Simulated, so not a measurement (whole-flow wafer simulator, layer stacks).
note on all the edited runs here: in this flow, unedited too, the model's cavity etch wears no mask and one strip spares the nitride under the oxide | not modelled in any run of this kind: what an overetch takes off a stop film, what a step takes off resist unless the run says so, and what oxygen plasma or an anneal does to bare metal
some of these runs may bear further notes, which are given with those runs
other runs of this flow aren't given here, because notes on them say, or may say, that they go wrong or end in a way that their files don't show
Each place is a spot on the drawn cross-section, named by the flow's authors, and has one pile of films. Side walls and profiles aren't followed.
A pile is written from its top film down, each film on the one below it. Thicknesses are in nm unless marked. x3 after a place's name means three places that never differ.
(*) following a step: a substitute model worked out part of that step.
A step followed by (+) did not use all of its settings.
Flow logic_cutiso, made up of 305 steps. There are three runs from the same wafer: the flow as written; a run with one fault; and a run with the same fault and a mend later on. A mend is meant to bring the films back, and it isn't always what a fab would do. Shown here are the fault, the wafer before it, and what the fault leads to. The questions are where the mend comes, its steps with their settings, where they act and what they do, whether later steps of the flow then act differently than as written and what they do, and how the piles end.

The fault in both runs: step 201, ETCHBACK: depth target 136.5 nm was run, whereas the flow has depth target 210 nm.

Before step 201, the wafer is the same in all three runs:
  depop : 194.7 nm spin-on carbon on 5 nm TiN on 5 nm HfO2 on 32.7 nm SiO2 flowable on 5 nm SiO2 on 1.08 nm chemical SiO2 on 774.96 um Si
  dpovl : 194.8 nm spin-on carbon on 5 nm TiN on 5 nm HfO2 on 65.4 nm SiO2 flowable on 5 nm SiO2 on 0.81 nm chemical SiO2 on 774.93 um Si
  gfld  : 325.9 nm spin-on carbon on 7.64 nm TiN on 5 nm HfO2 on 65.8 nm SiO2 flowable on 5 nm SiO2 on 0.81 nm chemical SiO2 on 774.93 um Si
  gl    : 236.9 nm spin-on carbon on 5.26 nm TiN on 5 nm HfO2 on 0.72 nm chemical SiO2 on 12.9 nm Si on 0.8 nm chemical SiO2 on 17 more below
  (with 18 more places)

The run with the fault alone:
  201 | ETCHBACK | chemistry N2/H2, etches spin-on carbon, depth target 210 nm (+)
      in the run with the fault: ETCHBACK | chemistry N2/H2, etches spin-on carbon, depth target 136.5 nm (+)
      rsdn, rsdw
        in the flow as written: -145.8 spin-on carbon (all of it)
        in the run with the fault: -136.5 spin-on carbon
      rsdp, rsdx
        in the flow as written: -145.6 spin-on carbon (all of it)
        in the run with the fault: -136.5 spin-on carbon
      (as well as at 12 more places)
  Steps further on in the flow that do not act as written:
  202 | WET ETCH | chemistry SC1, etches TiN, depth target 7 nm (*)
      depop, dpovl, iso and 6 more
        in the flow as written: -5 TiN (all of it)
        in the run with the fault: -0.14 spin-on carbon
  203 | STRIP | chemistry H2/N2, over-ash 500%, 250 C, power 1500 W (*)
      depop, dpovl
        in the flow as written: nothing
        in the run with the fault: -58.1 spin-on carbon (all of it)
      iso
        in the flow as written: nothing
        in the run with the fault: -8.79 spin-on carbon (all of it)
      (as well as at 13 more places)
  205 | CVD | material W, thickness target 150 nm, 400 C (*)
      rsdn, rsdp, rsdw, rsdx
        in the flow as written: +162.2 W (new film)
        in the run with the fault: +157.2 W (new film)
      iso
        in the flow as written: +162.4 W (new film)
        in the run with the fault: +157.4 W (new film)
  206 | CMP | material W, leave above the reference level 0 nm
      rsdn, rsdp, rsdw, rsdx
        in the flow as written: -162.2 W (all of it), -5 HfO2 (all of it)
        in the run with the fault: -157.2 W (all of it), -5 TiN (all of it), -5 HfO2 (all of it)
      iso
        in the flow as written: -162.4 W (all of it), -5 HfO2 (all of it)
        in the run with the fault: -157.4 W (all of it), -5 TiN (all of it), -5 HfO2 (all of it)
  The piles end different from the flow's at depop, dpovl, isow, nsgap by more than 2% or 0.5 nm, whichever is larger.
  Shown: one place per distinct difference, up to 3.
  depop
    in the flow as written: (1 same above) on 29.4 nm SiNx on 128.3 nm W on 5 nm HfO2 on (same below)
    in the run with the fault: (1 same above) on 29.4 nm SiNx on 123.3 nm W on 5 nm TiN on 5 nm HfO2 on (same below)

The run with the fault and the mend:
  After step 201 comes the mend.
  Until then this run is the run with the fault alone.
  201a | ETCHBACK | chemistry N2/H2, etches spin-on carbon, depth target 73.5 nm (+) (a further turn of the flow's step 201, with different settings)
      gfld, gl, glp, gxf, gxn, gxp, tap
        -73.5 spin-on carbon
      depop
        -58.2 spin-on carbon (all of it)
      dpovl
        -58.3 spin-on carbon (all of it)
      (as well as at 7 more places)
  Later steps of the flow that are run all act as written at every place that is followed.
  By the end, the piles equal the flow's at every place that both follow.
